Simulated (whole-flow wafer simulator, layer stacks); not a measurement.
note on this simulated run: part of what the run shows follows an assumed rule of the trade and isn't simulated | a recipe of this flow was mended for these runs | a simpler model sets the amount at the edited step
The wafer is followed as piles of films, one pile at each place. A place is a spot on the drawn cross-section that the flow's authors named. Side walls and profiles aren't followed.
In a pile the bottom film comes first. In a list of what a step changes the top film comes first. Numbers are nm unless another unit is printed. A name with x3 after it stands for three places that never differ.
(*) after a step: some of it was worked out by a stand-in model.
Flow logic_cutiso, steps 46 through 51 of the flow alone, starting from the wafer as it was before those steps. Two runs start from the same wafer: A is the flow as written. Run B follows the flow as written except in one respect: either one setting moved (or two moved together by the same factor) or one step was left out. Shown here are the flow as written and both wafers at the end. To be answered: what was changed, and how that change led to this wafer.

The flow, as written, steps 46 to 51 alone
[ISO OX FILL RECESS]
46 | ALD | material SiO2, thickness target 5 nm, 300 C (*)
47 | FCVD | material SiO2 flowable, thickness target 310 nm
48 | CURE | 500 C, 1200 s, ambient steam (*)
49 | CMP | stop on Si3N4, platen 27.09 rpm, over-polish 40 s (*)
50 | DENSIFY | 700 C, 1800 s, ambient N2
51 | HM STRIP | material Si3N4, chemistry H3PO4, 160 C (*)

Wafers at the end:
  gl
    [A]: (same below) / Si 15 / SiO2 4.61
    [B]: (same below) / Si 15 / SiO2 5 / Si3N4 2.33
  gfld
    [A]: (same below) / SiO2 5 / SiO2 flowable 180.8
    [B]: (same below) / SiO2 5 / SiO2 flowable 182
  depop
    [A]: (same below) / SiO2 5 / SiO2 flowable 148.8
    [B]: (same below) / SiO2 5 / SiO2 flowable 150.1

The reason: step 51, HM STRIP: 149 C was run, while the flow as written has 160 C.

Step by step, how the change led to this:
  51 | HM STRIP | material Si3N4, chemistry H3PO4, 160 C (*)
      gl, glp, gxn x2 and 10 more: A Si3N4 loses 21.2 (all of it), SiO2 loses 0.39 | B Si3N4 loses 18.8
      depop, dpovl, gfld, gxf, iso, isow, lnri, nsgap: A SiO2 flowable loses 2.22 | B SiO2 flowable loses 0.96
